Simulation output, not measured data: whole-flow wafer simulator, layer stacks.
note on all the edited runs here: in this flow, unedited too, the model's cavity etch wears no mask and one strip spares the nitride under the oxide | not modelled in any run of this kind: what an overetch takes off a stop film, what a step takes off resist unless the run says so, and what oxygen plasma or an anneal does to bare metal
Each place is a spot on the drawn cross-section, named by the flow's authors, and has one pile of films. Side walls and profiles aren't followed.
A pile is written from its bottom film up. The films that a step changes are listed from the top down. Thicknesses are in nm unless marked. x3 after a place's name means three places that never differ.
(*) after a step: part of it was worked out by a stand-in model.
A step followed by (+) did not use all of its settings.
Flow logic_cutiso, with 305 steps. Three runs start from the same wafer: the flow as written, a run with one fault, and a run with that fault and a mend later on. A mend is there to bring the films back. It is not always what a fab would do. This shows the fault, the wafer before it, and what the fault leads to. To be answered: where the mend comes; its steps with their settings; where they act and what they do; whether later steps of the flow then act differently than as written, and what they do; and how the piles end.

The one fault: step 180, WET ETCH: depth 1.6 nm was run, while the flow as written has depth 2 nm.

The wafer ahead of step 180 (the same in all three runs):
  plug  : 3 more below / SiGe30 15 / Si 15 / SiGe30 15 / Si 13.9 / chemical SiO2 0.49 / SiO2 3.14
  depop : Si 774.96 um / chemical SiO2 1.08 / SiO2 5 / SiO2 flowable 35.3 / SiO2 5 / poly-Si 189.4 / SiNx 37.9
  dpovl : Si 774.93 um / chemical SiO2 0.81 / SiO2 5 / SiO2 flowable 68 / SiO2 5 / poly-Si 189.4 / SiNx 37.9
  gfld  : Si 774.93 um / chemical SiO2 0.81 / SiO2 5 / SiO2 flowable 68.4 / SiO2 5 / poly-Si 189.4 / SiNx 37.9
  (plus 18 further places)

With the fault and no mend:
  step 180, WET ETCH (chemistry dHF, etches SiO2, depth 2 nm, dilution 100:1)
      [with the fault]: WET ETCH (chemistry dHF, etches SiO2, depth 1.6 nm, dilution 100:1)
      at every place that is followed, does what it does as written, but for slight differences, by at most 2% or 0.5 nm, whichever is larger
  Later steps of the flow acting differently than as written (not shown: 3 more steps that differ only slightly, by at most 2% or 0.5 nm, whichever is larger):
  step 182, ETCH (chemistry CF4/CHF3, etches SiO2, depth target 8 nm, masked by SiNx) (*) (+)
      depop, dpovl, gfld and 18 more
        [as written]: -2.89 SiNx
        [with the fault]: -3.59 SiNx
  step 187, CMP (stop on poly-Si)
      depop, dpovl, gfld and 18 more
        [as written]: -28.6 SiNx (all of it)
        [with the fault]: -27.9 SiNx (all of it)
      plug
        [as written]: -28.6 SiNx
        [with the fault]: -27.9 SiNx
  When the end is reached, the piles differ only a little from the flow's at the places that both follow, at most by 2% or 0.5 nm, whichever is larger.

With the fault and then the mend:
  The mend stands after step 180.
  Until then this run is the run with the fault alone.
  step 180a, WET ETCH (chemistry dHF, etches SiO2, depth 0.4 nm, dilution 100:1) (the flow's step 180 again, with other settings)
      plug
        -0.4 SiO2
  Every later step of the flow that is run acts as written at every place that is followed.
  By the end, the piles equal the flow's at every place that both follow.
